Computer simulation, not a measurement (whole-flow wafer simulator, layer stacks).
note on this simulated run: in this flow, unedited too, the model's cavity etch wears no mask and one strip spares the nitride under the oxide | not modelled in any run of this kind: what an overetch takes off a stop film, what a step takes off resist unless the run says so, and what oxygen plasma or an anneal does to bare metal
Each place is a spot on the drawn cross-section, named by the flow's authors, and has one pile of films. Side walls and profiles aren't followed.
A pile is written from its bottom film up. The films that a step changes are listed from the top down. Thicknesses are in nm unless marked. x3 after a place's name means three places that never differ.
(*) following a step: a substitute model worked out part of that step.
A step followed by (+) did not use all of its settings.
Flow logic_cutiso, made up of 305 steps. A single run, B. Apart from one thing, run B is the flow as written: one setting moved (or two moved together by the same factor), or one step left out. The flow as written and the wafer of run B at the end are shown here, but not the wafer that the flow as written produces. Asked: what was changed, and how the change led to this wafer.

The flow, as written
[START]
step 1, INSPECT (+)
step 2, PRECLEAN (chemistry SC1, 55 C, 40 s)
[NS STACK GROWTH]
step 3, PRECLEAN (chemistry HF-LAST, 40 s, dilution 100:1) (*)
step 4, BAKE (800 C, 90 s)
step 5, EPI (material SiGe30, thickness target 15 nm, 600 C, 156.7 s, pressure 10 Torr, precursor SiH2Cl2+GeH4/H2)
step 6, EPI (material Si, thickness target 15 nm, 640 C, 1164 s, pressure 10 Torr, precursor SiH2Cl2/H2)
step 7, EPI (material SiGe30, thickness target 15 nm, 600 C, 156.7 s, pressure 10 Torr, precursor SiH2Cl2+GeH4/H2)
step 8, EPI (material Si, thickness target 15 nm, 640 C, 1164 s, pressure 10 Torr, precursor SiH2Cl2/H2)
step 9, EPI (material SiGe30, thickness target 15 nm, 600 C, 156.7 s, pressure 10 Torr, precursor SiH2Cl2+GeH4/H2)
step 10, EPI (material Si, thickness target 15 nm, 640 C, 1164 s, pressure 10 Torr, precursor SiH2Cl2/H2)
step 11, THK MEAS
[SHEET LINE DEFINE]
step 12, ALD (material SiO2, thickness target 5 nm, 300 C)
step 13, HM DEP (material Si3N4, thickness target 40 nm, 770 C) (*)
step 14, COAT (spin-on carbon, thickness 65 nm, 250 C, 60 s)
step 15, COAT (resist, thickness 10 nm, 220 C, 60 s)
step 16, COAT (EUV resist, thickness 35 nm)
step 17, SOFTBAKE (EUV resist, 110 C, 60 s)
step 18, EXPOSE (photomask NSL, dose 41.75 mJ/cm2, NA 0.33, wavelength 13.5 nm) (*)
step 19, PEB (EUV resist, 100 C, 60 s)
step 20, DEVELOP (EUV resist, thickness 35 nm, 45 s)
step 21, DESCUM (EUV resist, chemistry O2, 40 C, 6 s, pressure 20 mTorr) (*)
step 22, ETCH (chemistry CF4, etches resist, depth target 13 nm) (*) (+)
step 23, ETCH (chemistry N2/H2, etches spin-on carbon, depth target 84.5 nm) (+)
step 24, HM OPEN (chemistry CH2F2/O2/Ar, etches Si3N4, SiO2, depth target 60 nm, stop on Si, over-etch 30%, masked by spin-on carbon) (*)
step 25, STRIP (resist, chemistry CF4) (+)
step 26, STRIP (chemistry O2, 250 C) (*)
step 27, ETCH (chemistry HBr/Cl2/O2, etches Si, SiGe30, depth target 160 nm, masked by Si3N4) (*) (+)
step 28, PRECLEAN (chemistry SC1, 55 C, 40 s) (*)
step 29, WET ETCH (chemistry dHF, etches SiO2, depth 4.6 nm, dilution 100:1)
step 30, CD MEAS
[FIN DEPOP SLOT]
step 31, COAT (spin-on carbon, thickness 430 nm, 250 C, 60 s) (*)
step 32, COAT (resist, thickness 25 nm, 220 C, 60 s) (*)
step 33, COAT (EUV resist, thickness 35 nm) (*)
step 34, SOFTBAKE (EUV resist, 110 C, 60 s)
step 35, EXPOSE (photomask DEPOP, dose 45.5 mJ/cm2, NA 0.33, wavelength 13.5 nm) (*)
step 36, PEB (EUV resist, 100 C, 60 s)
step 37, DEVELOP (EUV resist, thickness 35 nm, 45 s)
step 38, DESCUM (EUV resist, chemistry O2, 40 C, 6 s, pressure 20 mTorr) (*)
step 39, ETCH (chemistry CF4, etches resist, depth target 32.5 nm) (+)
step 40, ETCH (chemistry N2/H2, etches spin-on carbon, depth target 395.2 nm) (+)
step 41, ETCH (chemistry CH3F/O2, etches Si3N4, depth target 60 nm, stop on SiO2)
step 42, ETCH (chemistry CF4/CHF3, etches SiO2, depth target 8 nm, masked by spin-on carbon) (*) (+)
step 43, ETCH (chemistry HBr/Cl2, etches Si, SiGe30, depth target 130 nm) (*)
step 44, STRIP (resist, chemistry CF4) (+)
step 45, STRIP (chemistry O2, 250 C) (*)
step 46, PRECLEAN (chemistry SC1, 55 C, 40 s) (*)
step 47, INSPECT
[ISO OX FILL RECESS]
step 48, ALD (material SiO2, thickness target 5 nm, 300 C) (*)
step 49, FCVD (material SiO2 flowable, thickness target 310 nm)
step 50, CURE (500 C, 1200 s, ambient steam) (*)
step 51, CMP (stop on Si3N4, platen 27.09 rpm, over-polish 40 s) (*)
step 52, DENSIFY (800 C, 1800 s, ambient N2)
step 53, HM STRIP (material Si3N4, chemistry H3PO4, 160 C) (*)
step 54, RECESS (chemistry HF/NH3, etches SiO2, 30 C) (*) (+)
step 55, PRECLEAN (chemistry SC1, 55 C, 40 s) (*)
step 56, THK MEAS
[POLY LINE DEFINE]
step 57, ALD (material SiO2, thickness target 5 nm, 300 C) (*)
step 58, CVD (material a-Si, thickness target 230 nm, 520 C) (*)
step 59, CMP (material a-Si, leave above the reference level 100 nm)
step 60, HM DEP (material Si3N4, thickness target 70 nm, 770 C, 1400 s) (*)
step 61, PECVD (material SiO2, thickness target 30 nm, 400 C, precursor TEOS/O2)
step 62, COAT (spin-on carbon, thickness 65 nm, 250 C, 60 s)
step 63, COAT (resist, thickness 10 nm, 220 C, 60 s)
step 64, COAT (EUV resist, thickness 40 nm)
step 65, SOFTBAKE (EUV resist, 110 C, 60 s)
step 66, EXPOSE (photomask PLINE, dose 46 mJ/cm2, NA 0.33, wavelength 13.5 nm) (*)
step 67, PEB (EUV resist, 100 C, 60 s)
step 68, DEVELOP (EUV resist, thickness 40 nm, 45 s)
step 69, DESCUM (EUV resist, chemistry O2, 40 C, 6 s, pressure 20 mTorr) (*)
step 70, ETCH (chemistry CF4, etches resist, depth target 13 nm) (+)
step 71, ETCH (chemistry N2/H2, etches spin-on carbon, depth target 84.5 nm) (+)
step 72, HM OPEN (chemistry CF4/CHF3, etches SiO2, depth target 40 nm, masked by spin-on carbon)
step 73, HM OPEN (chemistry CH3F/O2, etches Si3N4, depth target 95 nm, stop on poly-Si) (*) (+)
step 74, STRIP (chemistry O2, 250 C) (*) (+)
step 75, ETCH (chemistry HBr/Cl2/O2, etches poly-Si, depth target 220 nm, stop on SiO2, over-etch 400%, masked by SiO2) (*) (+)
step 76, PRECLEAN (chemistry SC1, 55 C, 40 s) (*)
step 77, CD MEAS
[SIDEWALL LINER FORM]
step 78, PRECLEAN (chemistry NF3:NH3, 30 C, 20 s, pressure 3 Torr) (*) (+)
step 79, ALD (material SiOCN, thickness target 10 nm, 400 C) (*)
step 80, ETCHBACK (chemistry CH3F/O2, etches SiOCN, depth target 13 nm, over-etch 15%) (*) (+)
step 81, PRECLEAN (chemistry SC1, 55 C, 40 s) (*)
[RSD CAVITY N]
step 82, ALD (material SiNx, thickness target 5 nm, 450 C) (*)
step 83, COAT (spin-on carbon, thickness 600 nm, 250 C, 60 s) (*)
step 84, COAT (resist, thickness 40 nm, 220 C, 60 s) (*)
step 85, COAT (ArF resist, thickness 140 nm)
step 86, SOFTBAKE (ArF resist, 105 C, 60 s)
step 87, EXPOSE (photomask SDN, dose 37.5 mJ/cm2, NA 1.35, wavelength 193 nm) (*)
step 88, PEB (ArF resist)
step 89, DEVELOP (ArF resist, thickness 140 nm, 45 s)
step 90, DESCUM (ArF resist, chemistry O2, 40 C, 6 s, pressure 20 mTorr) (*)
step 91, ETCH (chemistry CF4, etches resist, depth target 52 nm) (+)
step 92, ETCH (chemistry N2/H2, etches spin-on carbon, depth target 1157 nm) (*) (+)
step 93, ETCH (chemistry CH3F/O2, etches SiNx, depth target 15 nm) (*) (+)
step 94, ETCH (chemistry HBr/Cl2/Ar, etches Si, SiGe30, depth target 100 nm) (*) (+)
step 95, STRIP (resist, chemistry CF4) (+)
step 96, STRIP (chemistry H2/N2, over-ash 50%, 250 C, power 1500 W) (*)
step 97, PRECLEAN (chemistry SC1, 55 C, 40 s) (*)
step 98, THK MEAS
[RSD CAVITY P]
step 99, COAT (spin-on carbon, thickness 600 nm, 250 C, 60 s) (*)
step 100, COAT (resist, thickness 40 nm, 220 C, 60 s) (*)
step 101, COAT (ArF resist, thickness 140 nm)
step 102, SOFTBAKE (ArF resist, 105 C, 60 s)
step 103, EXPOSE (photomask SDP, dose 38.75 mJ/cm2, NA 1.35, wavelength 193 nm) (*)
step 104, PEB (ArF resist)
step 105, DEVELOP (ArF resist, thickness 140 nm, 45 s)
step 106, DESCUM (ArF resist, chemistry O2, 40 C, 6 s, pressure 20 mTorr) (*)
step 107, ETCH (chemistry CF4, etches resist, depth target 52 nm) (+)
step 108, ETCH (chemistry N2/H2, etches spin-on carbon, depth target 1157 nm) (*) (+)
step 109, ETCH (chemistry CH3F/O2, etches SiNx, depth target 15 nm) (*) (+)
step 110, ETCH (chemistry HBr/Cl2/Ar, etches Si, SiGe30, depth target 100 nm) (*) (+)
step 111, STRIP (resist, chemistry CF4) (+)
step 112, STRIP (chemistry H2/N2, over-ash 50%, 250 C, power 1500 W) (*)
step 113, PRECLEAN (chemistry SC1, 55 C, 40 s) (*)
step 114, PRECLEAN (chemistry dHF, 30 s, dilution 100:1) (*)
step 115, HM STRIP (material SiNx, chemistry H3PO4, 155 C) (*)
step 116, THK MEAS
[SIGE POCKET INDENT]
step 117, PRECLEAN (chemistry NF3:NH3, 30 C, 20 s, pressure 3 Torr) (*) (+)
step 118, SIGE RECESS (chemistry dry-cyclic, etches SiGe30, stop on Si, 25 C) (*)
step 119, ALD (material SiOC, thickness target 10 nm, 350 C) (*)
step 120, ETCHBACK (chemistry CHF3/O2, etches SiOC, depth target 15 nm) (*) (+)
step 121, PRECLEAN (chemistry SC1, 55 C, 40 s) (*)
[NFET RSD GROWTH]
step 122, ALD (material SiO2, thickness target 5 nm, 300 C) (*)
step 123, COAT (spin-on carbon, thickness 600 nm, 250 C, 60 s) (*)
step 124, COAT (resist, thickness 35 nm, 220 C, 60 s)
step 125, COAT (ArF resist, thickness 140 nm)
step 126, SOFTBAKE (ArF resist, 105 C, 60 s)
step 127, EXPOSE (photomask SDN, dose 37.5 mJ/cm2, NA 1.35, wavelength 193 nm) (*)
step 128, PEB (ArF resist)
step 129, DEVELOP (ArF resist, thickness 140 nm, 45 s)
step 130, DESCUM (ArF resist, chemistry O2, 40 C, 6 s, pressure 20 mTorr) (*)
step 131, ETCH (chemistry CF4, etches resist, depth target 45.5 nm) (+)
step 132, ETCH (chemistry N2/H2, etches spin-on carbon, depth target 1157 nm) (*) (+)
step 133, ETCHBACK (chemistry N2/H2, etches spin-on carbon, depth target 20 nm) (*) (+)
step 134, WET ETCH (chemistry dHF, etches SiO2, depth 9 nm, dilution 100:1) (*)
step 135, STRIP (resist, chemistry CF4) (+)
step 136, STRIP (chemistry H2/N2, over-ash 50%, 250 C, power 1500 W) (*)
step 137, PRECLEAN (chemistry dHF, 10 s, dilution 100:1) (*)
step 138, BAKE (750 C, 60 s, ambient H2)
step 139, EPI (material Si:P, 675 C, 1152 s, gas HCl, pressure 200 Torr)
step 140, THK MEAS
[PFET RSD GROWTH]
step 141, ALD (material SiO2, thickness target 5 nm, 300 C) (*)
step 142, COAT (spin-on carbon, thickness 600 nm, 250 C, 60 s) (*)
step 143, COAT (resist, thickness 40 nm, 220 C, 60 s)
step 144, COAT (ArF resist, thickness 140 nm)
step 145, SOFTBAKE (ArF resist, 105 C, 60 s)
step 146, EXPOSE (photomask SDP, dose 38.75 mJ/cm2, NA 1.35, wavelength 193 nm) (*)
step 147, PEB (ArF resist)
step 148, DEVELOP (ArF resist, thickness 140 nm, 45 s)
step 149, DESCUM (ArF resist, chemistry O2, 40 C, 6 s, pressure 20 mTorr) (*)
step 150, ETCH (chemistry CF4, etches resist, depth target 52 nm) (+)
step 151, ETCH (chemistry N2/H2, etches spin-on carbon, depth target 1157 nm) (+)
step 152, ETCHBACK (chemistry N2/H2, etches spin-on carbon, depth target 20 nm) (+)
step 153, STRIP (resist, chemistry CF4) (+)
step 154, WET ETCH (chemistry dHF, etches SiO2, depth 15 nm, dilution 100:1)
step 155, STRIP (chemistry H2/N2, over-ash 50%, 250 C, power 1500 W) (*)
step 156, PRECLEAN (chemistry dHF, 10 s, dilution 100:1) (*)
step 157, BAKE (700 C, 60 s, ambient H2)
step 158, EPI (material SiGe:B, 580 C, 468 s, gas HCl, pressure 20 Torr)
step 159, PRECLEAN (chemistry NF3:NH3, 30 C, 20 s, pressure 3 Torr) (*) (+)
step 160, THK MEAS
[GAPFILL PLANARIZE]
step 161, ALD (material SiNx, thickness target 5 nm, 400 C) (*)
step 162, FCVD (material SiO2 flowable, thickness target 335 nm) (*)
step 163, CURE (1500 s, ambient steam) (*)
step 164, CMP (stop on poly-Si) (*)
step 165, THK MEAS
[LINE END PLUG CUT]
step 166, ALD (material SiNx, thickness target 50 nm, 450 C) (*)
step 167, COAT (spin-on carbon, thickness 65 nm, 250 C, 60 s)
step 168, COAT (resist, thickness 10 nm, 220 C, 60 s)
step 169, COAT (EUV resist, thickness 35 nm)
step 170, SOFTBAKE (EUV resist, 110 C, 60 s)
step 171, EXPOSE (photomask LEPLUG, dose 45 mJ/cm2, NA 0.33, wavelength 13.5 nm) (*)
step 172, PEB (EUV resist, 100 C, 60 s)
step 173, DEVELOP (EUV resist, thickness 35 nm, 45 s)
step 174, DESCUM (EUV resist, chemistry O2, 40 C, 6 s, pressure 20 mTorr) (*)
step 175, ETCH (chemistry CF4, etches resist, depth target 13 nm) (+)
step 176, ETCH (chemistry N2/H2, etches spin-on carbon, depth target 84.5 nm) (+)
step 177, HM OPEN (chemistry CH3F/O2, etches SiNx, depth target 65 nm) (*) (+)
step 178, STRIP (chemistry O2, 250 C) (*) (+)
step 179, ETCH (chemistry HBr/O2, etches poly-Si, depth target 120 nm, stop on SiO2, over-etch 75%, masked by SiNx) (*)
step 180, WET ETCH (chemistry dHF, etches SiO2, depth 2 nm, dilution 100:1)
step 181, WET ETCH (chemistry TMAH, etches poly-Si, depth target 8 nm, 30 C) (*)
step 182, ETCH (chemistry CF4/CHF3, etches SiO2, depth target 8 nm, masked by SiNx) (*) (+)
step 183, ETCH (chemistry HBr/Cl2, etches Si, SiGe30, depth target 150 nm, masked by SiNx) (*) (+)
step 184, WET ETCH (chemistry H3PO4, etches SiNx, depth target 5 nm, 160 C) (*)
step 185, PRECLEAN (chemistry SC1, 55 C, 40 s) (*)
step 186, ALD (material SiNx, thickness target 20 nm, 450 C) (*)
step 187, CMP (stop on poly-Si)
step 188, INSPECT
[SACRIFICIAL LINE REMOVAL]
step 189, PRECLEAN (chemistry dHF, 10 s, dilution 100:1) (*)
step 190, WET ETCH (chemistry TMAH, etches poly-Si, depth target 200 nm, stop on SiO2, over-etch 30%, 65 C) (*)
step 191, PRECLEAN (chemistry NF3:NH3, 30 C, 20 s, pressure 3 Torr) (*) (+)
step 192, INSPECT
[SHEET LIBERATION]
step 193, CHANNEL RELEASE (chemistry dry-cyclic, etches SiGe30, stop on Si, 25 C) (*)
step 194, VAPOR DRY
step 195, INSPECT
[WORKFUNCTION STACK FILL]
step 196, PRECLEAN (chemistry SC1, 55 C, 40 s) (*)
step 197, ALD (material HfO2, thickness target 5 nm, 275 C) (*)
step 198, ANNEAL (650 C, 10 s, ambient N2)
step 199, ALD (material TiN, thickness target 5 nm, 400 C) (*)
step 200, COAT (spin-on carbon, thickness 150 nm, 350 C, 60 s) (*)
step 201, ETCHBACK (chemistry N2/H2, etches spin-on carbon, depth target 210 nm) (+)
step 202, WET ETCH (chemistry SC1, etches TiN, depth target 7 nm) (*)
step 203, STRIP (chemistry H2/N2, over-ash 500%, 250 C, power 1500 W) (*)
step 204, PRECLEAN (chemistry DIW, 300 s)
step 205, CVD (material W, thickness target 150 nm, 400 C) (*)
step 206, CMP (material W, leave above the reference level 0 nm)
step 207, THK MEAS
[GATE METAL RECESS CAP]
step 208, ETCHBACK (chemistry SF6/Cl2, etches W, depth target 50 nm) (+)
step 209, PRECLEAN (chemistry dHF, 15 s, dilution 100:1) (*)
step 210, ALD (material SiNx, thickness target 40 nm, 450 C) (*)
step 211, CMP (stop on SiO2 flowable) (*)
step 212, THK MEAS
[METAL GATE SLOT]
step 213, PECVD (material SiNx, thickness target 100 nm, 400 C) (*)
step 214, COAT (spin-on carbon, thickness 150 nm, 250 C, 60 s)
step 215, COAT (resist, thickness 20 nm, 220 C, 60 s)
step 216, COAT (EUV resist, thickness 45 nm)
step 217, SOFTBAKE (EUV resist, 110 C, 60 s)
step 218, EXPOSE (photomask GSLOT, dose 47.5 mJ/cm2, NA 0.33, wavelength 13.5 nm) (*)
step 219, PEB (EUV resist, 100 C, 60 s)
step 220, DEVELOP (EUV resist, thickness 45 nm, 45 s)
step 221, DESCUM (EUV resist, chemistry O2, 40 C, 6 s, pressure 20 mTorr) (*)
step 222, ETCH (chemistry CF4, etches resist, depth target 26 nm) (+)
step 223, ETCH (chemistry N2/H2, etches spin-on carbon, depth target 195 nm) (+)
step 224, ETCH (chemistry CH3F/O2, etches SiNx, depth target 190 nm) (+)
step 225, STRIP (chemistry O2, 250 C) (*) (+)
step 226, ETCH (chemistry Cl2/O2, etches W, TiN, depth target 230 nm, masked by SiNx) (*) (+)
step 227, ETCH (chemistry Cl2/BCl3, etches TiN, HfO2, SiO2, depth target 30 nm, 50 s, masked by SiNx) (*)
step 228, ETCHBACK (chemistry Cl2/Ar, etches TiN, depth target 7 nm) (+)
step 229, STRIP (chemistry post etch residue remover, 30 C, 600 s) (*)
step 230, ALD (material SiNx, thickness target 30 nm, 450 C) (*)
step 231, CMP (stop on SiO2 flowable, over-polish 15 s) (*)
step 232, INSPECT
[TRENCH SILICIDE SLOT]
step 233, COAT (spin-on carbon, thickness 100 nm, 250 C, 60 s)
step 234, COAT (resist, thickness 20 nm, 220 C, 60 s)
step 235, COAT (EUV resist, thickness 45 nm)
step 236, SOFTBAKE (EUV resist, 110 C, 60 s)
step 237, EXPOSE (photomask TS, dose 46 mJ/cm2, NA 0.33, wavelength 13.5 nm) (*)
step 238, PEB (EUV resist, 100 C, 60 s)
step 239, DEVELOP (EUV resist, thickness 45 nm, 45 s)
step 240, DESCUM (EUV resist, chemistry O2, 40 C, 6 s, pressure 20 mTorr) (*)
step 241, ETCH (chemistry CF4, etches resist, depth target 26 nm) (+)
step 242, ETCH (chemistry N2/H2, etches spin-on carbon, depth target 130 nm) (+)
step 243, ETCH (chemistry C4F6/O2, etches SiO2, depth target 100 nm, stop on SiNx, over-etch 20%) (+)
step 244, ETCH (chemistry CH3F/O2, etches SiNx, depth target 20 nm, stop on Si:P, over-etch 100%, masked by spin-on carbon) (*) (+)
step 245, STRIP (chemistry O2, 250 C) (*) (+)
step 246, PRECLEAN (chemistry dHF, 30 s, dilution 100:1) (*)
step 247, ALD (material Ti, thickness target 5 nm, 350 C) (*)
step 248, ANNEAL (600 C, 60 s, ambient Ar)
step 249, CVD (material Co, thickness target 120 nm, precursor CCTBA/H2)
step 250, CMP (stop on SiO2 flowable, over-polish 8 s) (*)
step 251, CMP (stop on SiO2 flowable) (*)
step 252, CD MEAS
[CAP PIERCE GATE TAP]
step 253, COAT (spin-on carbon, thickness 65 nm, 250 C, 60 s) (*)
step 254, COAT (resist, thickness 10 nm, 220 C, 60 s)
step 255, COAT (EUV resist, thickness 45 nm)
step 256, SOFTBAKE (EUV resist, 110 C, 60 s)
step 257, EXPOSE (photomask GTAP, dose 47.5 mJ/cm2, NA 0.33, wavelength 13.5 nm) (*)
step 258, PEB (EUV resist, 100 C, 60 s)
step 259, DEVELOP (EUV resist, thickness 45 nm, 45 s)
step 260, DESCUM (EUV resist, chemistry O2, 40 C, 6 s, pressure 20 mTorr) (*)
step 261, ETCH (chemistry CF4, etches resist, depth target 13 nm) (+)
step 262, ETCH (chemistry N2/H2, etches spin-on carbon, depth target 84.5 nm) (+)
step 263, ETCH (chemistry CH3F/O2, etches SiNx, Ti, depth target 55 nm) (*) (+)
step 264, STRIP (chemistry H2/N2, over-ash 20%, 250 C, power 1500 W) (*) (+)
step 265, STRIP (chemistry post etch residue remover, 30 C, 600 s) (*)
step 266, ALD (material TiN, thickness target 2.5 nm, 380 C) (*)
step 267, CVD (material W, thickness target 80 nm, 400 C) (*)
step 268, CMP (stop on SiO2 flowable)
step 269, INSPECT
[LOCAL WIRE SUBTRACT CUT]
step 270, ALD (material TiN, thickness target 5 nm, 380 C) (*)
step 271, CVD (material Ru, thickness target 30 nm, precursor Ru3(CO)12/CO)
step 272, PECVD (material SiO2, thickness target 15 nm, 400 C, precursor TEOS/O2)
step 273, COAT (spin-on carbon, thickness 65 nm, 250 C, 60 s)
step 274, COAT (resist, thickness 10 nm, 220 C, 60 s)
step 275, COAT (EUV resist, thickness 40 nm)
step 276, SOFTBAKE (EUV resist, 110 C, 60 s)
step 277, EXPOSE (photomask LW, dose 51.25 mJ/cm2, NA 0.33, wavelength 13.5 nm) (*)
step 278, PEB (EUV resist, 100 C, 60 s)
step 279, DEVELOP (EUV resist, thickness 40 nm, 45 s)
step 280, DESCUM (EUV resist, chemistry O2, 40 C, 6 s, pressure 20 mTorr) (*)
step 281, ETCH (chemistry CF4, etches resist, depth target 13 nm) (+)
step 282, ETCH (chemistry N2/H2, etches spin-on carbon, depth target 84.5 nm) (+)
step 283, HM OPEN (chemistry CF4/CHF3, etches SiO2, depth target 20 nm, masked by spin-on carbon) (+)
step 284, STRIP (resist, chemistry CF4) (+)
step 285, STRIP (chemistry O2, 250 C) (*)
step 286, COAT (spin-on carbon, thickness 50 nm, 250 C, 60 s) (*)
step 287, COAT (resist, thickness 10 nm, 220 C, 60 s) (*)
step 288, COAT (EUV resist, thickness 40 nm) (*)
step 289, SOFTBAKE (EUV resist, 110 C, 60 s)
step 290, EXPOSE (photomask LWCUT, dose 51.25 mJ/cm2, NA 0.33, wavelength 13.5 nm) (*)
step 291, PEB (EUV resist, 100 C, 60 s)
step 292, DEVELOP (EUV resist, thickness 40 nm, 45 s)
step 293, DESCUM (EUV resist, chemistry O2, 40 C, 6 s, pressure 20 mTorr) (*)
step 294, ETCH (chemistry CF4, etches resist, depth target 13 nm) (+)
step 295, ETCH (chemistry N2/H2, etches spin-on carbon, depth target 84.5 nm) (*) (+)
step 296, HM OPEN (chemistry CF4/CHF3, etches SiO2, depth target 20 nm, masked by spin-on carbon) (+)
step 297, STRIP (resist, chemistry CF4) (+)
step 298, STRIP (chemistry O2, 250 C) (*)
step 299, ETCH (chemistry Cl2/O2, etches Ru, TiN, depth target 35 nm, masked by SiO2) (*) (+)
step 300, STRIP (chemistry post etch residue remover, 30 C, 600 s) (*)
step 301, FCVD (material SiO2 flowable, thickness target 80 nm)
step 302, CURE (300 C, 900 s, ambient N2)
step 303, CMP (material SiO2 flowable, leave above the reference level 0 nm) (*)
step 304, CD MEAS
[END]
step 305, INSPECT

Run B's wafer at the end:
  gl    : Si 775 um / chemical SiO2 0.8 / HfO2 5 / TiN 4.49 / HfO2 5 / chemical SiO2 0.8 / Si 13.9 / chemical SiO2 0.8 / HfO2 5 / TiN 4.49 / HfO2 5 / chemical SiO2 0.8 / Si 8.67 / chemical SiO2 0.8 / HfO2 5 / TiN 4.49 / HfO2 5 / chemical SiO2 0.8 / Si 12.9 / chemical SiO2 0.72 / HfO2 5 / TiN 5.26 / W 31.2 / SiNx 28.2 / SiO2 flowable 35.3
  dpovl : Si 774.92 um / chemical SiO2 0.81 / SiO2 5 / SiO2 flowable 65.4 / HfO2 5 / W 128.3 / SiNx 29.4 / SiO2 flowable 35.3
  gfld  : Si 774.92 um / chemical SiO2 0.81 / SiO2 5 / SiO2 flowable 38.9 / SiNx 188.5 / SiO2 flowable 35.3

What caused this: step 8, EPI: thickness target 9.8 nm was run, while the flow as written has thickness target 15 nm; step 8, EPI: 756.9 s was run, where the flow has 1164 s.

How this came from the change, step by step:
  step 8, EPI (material Si, thickness target 15 nm, 640 C, 1164 s, pressure 10 Torr, precursor SiH2Cl2/H2)
      depop, dpovl, gfld and 19 more: +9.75 Si (new film) (as written it would have been: +15 Si (new film))
  step 27, ETCH (chemistry HBr/Cl2/O2, etches Si, SiGe30, depth target 160 nm, masked by Si3N4) (*) (+)
      gfld, gxf, iso, lnri: -0.79 chemical SiO2 (all of it), -11.4 Si (all of it), -15 SiGe30 (all of it), -9.75 Si (all of it), -15 SiGe30 (all of it), -15 Si (all of it), -15 SiGe30 (all of it), -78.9 Si (as written it would have been: -0.79 chemical SiO2 (all of it), -11.4 Si (all of it), -15 SiGe30 (all of it), -15 Si (all of it), -15 SiGe30 (all of it), -15 Si (all of it), -15 SiGe30 (all of it), -73.6 Si)
      dpovl, nsgap: -0.79 chemical SiO2 (all of it), -11.8 Si (all of it), -15 SiGe30 (all of it), -9.75 Si (all of it), -15 SiGe30 (all of it), -15 Si (all of it), -15 SiGe30 (all of it), -78.5 Si (as written it would have been: -0.79 chemical SiO2 (all of it), -11.8 Si (all of it), -15 SiGe30 (all of it), -15 Si (all of it), -15 SiGe30 (all of it), -15 Si (all of it), -15 SiGe30 (all of it), -73.2 Si)
      (also at 1 further place)
  step 43, ETCH (chemistry HBr/Cl2, etches Si, SiGe30, depth target 130 nm) (*)
      depop: -14 Si (all of it), -15 SiGe30 (all of it), -9.75 Si (all of it), -15 SiGe30 (all of it), -15 Si (all of it), -15 SiGe30 (all of it), -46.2 Si (as written it would have been: -14 Si (all of it), -15 SiGe30 (all of it), -15 Si (all of it), -15 SiGe30 (all of it), -15 Si (all of it), -15 SiGe30 (all of it), -41 Si)
  step 94, ETCH (chemistry HBr/Cl2/Ar, etches Si, SiGe30, depth target 100 nm) (*) (+)
      rsdn, rsdx: -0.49 chemical SiO2 (all of it), -12.8 Si (all of it), -15 SiGe30 (all of it), -9.75 Si (all of it), -15 SiGe30 (all of it), -15 Si (all of it), -15 SiGe30 (all of it), -17.4 Si (as written it would have been: -0.49 chemical SiO2 (all of it), -12.8 Si (all of it), -15 SiGe30 (all of it), -15 Si (all of it), -15 SiGe30 (all of it), -15 Si (all of it), -15 SiGe30 (all of it), -12.2 Si)
  step 110, ETCH (chemistry HBr/Cl2/Ar, etches Si, SiGe30, depth target 100 nm) (*) (+)
      rsdp, rsdw: -0.49 chemical SiO2 (all of it), -12.8 Si (all of it), -15 SiGe30 (all of it), -9.75 Si (all of it), -15 SiGe30 (all of it), -15 Si (all of it), -15 SiGe30 (all of it), -17.4 Si (as written it would have been: -0.49 chemical SiO2 (all of it), -12.8 Si (all of it), -15 SiGe30 (all of it), -15 Si (all of it), -15 SiGe30 (all of it), -15 Si (all of it), -15 SiGe30 (all of it), -12.2 Si)
  step 183, ETCH (chemistry HBr/Cl2, etches Si, SiGe30, depth target 150 nm, masked by SiNx) (*) (+)
      plug: -13.6 Si (all of it), -15 SiGe30 (all of it), -9.75 Si (all of it), -15 SiGe30 (all of it), -15 Si (all of it), -15 SiGe30 (all of it), -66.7 Si (as written it would have been: -13.6 Si (all of it), -15 SiGe30 (all of it), -15 Si (all of it), -15 SiGe30 (all of it), -15 Si (all of it), -15 SiGe30 (all of it), -61.4 Si)
